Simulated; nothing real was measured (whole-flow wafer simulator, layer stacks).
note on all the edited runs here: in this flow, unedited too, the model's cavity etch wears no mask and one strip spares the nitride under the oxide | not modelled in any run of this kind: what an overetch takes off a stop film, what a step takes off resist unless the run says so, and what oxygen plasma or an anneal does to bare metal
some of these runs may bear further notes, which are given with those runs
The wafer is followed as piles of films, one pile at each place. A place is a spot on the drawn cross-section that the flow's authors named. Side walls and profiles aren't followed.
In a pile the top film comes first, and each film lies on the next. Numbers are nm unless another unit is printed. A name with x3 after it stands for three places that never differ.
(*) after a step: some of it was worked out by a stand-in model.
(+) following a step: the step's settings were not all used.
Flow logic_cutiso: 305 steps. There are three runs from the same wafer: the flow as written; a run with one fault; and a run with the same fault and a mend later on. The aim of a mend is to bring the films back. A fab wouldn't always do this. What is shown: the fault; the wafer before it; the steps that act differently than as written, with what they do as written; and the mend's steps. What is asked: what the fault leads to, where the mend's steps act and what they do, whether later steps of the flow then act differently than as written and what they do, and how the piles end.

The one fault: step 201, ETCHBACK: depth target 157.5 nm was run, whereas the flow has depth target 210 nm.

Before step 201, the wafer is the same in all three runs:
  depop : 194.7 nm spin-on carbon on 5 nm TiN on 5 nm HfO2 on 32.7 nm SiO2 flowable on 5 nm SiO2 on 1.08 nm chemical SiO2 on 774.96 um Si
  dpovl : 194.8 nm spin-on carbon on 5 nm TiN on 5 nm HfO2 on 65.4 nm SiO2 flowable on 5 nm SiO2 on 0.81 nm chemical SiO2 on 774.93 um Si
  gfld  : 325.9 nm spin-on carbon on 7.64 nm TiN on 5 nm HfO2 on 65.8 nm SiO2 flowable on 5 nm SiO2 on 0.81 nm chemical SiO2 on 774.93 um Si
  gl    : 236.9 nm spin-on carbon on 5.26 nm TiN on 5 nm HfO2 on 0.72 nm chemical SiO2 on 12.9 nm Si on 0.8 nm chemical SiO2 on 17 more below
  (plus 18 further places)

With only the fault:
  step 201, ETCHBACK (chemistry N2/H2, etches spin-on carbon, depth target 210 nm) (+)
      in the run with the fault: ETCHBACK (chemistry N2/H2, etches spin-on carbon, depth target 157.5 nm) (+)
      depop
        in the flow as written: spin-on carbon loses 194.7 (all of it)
        in the run with the fault: spin-on carbon loses 157.5
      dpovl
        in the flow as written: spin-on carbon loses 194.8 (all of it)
        in the run with the fault: spin-on carbon loses 157.5
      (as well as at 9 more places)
  Steps later in the flow that act otherwise than as written (1 more step, not shown, differs only slightly: by at most 2% or 0.5 nm, whichever is larger):
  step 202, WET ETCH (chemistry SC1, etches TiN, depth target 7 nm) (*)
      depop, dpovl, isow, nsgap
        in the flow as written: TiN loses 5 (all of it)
        in the run with the fault: spin-on carbon loses 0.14
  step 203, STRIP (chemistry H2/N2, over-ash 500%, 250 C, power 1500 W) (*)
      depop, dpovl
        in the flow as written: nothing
        in the run with the fault: spin-on carbon loses 37.1 (all of it)
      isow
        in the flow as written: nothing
        in the run with the fault: spin-on carbon loses 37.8 (all of it)
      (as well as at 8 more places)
  The piles end different from the flow's at depop, dpovl, isow, nsgap by more than 2% or 0.5 nm, whichever is larger.
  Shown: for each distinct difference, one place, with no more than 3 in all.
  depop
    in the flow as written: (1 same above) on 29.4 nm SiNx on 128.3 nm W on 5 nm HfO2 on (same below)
    in the run with the fault: (1 same above) on 29.4 nm SiNx on 123.3 nm W on 5 nm TiN on 5 nm HfO2 on (same below)

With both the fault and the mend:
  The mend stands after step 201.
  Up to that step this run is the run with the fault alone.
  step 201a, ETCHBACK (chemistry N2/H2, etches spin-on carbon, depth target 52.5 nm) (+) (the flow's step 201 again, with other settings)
      gfld, gl, glp, gxf, gxn, gxp, tap
        spin-on carbon loses 52.5
      depop
        spin-on carbon loses 37.2 (all of it)
      dpovl
        spin-on carbon loses 37.3 (all of it)
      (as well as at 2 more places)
  Every later step of the flow that is run acts as written at every place that is followed.
  At every place that both follow, the piles at the end match the flow's.
